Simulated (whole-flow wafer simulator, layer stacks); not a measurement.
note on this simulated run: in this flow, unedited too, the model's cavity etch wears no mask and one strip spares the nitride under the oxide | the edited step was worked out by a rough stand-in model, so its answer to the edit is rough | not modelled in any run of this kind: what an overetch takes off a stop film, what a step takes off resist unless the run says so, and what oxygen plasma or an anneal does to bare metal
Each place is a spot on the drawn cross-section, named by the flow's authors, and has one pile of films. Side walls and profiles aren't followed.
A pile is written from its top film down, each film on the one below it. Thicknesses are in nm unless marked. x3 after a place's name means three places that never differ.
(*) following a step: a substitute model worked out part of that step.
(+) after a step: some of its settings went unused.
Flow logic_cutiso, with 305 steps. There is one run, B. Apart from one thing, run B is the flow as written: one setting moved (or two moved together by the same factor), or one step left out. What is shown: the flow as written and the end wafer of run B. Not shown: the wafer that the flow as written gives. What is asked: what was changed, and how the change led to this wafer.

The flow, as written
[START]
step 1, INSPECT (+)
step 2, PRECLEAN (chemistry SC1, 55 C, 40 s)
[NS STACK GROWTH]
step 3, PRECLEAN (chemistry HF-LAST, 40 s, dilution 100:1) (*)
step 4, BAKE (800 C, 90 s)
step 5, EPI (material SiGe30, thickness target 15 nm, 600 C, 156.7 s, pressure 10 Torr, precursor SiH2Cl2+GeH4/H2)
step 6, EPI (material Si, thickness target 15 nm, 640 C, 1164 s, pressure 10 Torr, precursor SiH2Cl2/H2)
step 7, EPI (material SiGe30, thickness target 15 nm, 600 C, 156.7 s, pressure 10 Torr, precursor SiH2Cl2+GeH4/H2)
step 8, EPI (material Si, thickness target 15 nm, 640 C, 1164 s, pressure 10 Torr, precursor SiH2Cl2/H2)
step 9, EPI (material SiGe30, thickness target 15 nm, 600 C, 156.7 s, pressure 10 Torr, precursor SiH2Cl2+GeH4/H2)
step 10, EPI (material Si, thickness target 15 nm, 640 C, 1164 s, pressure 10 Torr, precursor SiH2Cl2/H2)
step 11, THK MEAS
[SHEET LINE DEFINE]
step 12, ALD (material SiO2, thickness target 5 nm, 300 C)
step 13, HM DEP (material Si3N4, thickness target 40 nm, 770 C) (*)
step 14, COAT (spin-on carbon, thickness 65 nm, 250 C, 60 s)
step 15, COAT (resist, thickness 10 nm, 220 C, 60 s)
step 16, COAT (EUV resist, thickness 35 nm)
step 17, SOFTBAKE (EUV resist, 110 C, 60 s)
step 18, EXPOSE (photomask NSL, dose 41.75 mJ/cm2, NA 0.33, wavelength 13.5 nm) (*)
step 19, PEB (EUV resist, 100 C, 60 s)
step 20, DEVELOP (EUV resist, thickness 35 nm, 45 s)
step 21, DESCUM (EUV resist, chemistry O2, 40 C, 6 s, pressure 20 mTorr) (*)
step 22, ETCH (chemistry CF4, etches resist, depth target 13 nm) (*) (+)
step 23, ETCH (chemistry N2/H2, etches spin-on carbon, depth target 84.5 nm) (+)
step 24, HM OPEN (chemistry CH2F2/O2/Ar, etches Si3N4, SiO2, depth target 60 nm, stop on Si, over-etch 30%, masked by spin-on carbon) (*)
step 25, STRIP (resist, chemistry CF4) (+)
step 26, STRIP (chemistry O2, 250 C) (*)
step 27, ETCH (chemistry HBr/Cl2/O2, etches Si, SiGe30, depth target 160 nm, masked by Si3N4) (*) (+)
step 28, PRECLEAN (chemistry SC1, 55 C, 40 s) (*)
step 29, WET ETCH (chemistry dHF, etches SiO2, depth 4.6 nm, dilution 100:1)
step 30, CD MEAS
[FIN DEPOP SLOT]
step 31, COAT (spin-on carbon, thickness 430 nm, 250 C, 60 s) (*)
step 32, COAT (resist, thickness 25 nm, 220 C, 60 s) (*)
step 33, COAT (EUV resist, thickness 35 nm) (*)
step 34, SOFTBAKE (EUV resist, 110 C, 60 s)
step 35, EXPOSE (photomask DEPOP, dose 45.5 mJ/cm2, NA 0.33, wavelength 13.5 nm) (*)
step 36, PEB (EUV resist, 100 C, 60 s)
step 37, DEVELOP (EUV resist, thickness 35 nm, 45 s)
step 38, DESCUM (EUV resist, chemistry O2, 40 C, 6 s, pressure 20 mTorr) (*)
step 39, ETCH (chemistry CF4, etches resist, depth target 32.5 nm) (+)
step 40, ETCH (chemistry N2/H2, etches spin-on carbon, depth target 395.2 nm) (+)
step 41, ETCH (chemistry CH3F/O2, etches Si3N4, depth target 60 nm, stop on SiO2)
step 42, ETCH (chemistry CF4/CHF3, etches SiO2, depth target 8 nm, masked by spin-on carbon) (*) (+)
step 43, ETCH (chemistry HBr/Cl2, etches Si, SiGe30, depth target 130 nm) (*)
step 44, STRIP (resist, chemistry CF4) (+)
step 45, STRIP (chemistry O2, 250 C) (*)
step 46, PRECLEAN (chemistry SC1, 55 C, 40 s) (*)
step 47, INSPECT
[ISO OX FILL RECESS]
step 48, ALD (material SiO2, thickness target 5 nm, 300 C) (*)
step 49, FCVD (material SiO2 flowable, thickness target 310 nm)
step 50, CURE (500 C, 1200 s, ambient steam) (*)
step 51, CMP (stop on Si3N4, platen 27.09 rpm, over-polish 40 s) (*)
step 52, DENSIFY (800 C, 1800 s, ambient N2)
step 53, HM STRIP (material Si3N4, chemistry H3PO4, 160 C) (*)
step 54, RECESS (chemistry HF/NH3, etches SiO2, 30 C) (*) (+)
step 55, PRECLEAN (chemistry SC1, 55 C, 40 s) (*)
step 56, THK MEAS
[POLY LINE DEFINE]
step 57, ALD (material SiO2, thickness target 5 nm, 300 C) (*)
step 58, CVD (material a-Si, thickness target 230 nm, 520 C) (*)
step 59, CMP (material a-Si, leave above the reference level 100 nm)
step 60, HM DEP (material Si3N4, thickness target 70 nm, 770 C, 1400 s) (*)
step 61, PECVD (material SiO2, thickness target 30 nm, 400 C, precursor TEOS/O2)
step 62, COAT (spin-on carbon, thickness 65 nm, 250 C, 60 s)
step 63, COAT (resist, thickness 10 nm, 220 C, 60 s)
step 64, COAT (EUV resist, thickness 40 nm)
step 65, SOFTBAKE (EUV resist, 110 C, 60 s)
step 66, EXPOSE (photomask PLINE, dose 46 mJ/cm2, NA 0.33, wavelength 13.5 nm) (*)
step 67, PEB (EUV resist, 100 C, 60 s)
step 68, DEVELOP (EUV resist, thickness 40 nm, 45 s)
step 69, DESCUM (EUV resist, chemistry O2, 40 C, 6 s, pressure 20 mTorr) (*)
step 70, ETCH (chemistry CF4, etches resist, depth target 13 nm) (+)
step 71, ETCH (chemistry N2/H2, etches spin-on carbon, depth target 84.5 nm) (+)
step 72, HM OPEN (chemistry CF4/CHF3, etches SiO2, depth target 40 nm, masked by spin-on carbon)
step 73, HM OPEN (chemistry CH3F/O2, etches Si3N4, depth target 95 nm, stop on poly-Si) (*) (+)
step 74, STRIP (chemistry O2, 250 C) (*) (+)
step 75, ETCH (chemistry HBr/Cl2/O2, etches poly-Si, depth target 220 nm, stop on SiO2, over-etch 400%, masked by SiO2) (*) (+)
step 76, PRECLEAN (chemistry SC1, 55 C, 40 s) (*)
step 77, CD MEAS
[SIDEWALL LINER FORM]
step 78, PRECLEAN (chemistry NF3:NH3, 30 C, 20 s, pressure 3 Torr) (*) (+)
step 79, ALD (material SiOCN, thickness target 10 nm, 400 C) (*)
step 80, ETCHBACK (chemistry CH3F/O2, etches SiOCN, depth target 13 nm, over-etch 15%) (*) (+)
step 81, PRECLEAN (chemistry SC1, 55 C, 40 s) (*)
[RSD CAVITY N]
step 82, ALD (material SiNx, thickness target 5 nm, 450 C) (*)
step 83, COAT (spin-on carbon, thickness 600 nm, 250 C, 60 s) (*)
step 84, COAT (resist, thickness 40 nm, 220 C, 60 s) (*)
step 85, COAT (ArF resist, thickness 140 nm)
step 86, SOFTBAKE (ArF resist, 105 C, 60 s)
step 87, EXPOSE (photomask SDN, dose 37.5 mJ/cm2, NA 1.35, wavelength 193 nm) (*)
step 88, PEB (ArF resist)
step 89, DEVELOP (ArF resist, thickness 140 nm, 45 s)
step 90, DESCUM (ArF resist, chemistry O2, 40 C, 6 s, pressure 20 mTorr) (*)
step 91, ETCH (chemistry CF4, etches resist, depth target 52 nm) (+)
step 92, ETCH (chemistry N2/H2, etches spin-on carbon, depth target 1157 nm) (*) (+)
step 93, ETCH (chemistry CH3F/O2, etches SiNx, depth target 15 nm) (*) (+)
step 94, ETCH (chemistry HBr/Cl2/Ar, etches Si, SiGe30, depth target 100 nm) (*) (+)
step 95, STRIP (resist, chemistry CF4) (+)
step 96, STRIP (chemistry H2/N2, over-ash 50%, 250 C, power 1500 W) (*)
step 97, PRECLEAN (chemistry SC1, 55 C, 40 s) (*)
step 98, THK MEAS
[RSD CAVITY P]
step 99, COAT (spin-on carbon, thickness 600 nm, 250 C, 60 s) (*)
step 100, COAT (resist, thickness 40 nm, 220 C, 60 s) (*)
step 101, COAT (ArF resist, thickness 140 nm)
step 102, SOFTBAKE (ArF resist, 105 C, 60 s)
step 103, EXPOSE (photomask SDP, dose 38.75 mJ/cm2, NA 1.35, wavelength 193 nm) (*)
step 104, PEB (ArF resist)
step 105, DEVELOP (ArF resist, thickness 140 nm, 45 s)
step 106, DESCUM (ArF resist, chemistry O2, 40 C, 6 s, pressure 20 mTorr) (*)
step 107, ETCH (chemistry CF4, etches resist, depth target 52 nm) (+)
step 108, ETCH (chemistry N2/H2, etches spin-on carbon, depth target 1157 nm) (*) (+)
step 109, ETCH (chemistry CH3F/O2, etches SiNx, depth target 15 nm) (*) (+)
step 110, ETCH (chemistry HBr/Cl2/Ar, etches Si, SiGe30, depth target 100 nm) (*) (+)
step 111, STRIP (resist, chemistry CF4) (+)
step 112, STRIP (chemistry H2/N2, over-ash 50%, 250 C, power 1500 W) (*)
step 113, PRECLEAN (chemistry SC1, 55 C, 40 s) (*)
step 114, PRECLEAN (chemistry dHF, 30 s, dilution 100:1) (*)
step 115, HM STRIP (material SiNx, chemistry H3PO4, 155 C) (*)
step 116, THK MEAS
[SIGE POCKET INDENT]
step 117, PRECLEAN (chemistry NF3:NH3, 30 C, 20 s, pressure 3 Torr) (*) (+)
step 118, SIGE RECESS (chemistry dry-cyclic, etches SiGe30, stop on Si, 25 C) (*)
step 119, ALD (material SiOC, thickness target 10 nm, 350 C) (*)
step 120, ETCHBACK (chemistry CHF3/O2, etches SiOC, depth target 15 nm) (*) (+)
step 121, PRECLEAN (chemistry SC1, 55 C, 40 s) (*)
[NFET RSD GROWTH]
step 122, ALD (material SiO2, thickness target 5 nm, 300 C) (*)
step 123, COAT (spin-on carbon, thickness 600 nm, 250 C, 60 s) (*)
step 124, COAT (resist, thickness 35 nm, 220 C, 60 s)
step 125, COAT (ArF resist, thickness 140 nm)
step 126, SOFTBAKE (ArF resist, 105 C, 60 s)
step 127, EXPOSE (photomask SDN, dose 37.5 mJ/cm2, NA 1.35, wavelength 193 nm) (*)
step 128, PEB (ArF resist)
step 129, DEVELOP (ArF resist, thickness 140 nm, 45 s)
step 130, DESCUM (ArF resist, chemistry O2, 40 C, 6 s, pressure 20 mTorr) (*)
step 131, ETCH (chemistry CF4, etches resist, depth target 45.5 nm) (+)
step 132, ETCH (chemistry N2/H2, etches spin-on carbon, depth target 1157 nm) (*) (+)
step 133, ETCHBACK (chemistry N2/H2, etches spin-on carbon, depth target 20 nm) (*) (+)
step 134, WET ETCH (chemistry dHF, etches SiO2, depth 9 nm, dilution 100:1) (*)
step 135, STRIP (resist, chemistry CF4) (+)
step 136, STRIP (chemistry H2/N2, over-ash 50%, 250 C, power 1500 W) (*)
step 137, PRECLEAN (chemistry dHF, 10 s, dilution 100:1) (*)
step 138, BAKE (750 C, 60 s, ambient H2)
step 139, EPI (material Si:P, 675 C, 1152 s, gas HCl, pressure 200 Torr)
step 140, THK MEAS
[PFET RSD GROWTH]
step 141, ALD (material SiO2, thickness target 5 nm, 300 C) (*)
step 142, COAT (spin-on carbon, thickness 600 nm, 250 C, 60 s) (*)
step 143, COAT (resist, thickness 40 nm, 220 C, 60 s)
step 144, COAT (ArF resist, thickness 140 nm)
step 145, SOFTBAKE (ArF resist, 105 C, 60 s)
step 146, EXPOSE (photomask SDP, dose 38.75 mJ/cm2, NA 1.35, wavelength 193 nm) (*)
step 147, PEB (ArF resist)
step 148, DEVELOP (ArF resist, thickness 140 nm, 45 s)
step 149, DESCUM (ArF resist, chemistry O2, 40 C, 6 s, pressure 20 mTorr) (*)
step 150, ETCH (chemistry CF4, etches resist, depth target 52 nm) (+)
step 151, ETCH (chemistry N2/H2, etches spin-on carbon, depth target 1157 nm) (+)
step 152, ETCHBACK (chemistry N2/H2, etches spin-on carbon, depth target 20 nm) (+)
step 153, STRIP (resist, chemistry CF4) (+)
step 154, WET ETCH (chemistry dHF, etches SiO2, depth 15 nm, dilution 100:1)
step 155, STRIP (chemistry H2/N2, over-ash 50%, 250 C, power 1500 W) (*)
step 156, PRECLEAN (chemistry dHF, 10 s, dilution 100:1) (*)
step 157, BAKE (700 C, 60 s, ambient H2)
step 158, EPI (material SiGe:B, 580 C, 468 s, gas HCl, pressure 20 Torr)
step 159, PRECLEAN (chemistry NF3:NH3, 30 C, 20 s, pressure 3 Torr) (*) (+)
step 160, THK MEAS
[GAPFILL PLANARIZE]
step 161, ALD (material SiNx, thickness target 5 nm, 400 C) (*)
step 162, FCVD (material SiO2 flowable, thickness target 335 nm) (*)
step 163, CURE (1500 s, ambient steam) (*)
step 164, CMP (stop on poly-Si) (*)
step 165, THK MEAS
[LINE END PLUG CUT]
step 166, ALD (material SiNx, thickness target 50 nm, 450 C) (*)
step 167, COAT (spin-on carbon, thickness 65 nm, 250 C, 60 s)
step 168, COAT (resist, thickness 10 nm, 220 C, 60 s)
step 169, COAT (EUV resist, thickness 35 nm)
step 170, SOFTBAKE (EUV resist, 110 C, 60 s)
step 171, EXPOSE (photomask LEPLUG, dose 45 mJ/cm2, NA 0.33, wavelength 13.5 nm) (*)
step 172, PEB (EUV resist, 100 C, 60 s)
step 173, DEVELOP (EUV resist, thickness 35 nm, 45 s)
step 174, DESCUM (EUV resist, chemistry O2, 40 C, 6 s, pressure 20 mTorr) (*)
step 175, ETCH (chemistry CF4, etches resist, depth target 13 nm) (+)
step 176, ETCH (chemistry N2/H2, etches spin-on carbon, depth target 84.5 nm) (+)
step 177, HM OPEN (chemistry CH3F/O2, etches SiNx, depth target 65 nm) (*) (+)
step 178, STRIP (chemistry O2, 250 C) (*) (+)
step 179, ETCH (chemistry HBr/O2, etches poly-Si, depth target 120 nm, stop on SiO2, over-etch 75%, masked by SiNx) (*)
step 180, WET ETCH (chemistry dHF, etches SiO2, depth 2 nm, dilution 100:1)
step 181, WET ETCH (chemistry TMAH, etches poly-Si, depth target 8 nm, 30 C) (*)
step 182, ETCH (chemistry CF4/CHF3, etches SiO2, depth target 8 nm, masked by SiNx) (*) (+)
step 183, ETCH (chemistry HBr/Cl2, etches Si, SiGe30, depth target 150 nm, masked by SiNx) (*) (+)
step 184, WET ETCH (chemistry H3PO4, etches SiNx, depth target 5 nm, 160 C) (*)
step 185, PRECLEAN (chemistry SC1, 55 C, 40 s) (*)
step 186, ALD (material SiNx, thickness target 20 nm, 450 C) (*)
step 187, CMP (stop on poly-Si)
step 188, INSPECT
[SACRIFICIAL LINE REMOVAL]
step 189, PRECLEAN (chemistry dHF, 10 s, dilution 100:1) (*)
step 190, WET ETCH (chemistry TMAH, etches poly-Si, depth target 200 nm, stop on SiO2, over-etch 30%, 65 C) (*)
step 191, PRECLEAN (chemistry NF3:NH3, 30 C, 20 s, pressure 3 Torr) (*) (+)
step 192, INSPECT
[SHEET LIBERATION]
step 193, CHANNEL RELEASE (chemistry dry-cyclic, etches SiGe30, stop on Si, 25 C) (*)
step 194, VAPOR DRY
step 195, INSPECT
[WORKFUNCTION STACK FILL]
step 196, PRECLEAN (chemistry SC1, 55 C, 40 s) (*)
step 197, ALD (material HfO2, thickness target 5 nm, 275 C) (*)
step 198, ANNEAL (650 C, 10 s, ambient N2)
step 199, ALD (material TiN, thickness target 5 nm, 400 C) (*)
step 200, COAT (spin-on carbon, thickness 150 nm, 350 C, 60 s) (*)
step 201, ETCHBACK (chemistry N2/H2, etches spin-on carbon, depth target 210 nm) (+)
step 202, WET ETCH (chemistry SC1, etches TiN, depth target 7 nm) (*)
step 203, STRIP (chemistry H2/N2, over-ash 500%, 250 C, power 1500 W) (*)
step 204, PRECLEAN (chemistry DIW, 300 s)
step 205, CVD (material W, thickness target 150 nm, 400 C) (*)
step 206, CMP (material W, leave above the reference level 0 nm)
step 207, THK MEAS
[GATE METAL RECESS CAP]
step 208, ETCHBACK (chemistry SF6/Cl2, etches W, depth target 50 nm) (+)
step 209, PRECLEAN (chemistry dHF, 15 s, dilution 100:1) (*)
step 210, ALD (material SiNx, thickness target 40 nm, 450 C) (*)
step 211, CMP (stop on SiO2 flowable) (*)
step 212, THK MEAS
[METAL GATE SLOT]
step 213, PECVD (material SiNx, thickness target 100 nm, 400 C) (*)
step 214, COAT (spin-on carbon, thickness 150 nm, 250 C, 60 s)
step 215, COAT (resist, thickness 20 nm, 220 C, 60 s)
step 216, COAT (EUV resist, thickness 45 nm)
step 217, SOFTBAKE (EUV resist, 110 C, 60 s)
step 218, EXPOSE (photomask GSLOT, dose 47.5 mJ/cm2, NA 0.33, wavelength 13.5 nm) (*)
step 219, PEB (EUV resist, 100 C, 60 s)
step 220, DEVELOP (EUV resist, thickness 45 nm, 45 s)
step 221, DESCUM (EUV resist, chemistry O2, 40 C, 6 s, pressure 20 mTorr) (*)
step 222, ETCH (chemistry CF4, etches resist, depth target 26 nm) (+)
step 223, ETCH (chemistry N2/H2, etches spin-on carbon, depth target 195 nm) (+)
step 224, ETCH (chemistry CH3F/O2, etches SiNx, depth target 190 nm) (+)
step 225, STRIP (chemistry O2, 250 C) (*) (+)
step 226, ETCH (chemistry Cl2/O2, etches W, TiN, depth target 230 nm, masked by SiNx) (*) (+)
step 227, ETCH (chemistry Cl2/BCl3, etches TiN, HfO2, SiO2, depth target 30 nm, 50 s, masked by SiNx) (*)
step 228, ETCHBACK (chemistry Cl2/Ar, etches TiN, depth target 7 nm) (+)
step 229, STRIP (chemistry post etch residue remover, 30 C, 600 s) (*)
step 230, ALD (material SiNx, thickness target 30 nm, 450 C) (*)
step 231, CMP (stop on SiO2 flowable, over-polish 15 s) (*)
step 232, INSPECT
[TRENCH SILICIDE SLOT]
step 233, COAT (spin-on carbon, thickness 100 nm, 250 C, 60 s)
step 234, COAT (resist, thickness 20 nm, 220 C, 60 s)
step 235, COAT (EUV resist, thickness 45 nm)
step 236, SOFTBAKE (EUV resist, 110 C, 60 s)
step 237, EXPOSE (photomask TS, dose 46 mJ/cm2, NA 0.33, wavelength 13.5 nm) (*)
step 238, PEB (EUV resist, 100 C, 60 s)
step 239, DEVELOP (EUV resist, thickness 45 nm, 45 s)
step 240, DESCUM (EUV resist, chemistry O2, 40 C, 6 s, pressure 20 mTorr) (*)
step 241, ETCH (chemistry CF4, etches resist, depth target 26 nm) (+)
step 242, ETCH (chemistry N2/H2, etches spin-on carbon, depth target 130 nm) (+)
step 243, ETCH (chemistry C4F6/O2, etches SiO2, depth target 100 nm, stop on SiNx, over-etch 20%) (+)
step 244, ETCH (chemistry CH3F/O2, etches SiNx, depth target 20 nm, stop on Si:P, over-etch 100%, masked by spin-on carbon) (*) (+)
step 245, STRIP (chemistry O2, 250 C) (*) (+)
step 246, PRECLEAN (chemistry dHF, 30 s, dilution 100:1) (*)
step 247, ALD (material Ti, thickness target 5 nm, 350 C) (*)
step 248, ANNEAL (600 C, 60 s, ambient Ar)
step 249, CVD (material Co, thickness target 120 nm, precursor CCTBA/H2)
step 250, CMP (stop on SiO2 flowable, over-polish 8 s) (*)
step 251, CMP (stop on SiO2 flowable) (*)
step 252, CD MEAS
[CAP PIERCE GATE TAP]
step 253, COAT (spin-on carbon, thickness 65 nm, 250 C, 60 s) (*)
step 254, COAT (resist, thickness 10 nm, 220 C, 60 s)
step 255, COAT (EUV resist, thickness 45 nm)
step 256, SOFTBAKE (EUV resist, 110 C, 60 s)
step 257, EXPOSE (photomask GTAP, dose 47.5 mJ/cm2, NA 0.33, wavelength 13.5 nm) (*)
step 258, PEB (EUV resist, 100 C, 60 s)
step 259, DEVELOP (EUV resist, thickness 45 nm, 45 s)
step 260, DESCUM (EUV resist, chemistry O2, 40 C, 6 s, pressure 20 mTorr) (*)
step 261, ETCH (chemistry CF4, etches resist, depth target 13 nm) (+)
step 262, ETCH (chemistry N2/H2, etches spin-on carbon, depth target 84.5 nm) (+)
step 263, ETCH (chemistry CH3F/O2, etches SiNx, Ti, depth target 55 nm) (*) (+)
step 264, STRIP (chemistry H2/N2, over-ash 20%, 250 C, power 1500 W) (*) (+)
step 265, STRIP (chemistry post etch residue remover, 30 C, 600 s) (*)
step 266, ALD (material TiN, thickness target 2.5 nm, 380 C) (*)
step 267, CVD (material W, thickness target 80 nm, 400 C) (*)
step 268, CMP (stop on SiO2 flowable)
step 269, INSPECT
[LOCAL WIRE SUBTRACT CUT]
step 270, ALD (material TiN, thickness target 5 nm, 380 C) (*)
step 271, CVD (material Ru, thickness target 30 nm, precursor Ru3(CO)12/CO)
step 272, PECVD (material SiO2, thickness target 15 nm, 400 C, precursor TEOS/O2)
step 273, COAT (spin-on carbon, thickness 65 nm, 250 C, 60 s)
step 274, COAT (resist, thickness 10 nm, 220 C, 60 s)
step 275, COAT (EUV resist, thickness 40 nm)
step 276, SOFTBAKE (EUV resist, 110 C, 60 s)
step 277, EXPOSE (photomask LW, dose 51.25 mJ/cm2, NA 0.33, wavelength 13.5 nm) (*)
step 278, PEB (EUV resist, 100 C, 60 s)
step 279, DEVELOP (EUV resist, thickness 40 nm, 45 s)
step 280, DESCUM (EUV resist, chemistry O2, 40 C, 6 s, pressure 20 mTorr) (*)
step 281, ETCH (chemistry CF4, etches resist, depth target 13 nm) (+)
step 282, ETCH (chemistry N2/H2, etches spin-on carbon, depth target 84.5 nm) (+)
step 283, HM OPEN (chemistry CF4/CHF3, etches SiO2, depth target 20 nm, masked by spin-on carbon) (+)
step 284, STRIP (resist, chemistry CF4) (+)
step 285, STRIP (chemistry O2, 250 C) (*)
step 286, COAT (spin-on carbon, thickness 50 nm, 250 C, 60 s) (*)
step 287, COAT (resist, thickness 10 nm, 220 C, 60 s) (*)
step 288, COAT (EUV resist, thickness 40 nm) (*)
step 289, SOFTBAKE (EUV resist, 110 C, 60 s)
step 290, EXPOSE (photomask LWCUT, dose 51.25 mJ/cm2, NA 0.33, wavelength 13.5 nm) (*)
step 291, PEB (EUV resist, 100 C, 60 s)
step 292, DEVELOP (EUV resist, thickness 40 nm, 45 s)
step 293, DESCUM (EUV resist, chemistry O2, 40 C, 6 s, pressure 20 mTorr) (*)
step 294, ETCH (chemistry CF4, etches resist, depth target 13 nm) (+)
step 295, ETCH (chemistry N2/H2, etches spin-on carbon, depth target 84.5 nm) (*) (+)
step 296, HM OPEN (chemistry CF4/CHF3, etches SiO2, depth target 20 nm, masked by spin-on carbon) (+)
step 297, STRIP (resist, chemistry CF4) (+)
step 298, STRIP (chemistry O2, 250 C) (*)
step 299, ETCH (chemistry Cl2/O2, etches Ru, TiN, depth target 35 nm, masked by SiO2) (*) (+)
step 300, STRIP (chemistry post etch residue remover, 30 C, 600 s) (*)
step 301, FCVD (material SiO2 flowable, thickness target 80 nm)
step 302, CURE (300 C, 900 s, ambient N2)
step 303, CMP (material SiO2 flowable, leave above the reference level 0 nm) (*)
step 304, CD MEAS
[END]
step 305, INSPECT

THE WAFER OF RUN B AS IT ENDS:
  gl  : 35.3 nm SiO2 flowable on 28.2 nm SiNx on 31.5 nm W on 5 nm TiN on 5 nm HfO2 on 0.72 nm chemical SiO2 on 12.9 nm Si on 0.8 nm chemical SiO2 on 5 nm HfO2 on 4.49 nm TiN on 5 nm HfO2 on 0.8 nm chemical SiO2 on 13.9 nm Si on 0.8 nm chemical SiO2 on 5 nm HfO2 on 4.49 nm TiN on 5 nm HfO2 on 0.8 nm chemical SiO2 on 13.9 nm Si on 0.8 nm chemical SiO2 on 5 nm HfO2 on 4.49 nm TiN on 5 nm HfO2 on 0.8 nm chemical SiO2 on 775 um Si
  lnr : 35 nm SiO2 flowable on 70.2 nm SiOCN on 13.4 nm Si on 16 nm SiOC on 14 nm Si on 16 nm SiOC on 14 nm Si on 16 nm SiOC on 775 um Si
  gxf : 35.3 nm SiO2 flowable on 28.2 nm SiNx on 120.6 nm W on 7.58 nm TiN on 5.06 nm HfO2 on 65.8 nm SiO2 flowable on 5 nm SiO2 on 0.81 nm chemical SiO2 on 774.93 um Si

Cause: step 75, ETCH: over-etch 330% was run, though the flow has over-etch 400%.

Step by step, how the change led to this:
  step 75, ETCH (chemistry HBr/Cl2/O2, etches poly-Si, depth target 220 nm, stop on SiO2, over-etch 400%, masked by SiO2) (*) (+)
      lnr, lnrp, lnrt, rsdn, rsdp, rsdw, rsdx: chemical SiO2 loses 0.79 (all of it), poly-Si loses 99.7 (all of it), SiO2 loses 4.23 (as written it would have been: chemical SiO2 loses 0.79 (all of it), poly-Si loses 99.7 (all of it), SiO2 loses 5 (all of it))
      depop, dpovl, gfld and 10 more: SiO2 loses 8.92 (as written it would have been: SiO2 loses 9.58)
      (and at 2 other places as well)
  step 78, PRECLEAN (chemistry NF3:NH3, 30 C, 20 s, pressure 3 Torr) (*) (+)
      lnr, lnrp, lnrt, rsdn, rsdp, rsdw, rsdx: SiO2 loses 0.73 (all of it), chemical SiO2 loses 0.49 (all of it) (as written it would have been: chemical SiO2 loses 0.52 (all of it))
      iso, lnri: SiO2 loses 1.18 (all of it), SiO2 flowable loses 7 (as written it would have been: SiO2 loses 0.41 (all of it), SiO2 flowable loses 7.89)
  step 120, ETCHBACK (chemistry CHF3/O2, etches SiOC, depth target 15 nm) (*) (+)
      gxn: SiOC loses 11 (all of it), SiO2 loses 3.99 (as written it would have been: SiOC loses 11 (all of it), SiO2 loses 4.21 (all of it))
      gxp: SiOC loses 11 (all of it), SiO2 loses 4.02 (as written it would have been: SiOC loses 11 (all of it), SiO2 loses 4.25 (all of it))
      (and at 3 other places as well)
  step 122, ALD (material SiO2, thickness target 5 nm, 300 C) (*)
      gxn: SiO2 gains 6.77 (as written it would have been: SiO2 gains 6.76 (new film))
      gxp: SiO2 gains 6.75 (as written it would have been: SiO2 gains 6.75 (new film))
  step 133, ETCHBACK (chemistry N2/H2, etches spin-on carbon, depth target 20 nm) (*) (+)
      gxn: SiO2 loses 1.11 (as written it would have been: SiO2 loses 0.7 (all of it), Si3N4 loses 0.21)
  step 153, STRIP (resist, chemistry CF4) (+)
      gxp: SiO2 loses 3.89 (all of it) (as written it would have been: SiO2 loses 3.06 (all of it))
  step 164, CMP (stop on poly-Si) (*)
      depop, dpovl, isow, ns, nsgap: SiO2 flowable loses 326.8 (all of it), SiNx loses 5 (all of it), SiO2 loses 4.79 (all of it), Si3N4 loses 70 (all of it) (as written it would have been: SiO2 flowable loses 326.8 (all of it), SiNx loses 5 (all of it), SiO2 loses 4.13 (all of it), Si3N4 loses 70 (all of it))
      gxf, plug: SiO2 flowable loses 251.7 (all of it), SiNx loses 5 (all of it), SiO2 loses 4.79 (all of it), Si3N4 loses 70 (all of it) (as written it would have been: SiO2 flowable loses 251.9 (all of it), SiNx loses 5 (all of it), SiO2 loses 4.13 (all of it), Si3N4 loses 70 (all of it))
      (and at 1 other place as well)
  step 197, ALD (material HfO2, thickness target 5 nm, 275 C) (*)
      gxf: HfO2 gains 5.06 (new film) (as written it would have been: HfO2 gains 7.7 (new film))
  step 199, ALD (material TiN, thickness target 5 nm, 400 C) (*)
      gxf: TiN gains 7.58 (new film) (as written it would have been: TiN gains 5 (new film))
